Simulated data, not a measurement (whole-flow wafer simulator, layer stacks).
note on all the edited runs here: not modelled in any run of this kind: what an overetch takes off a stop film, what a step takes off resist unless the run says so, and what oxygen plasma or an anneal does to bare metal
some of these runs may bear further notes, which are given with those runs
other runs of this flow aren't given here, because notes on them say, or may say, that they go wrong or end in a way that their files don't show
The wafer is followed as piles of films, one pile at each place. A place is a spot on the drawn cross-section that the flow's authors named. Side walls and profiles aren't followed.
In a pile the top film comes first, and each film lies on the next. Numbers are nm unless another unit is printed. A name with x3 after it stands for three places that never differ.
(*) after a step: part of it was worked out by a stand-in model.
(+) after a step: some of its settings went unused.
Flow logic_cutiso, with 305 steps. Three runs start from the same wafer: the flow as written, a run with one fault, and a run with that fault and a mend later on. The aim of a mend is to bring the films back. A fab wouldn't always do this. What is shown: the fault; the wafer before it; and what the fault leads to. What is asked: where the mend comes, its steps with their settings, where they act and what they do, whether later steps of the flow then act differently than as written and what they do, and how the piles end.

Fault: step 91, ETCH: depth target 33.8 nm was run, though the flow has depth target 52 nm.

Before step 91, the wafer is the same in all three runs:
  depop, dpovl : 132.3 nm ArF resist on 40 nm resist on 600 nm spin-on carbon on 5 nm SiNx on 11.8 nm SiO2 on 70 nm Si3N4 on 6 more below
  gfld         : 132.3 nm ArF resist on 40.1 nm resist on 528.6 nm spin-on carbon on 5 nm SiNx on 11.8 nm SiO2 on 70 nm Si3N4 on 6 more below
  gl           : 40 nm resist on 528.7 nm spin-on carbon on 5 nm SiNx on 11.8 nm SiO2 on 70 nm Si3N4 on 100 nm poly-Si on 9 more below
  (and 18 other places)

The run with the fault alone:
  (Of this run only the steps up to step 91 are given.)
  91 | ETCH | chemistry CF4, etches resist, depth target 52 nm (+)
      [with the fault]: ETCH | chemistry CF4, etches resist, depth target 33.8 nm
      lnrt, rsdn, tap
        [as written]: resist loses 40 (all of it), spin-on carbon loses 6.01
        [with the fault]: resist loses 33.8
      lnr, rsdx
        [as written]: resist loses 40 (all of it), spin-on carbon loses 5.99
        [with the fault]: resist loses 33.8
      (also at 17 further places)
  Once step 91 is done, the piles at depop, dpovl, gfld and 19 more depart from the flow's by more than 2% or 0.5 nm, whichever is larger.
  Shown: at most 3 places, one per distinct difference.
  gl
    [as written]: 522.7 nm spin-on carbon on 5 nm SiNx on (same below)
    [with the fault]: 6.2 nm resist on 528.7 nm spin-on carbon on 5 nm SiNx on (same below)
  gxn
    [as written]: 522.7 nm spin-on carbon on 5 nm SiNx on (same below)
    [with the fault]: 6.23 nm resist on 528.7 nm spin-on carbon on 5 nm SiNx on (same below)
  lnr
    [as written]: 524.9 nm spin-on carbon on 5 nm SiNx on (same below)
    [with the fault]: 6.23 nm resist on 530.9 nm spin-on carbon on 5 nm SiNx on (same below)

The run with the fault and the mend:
  After step 91 comes the mend.
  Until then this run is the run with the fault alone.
  91a | ETCH | chemistry CF4, etches resist, depth target 18.2 nm (*) (+) (the flow's step 91, run once more with other settings)
      depop, dpovl, gfld and 12 more
        ArF resist loses 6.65
      gxn, lnr
        resist loses 6.23 (all of it), spin-on carbon loses 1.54
      gl
        resist loses 6.2 (all of it), spin-on carbon loses 1.55
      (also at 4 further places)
  Later steps of the flow acting differently than as written (2 other steps are not shown; they differ only slightly, by no more than 2% or 0.5 nm, whichever is larger):
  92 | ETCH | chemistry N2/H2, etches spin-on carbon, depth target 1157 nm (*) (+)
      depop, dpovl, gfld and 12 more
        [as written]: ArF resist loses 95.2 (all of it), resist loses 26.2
        [with the mend]: ArF resist loses 101.5 (all of it), resist loses 26.3
  The piles end the same as the flow's at every place that both follow.
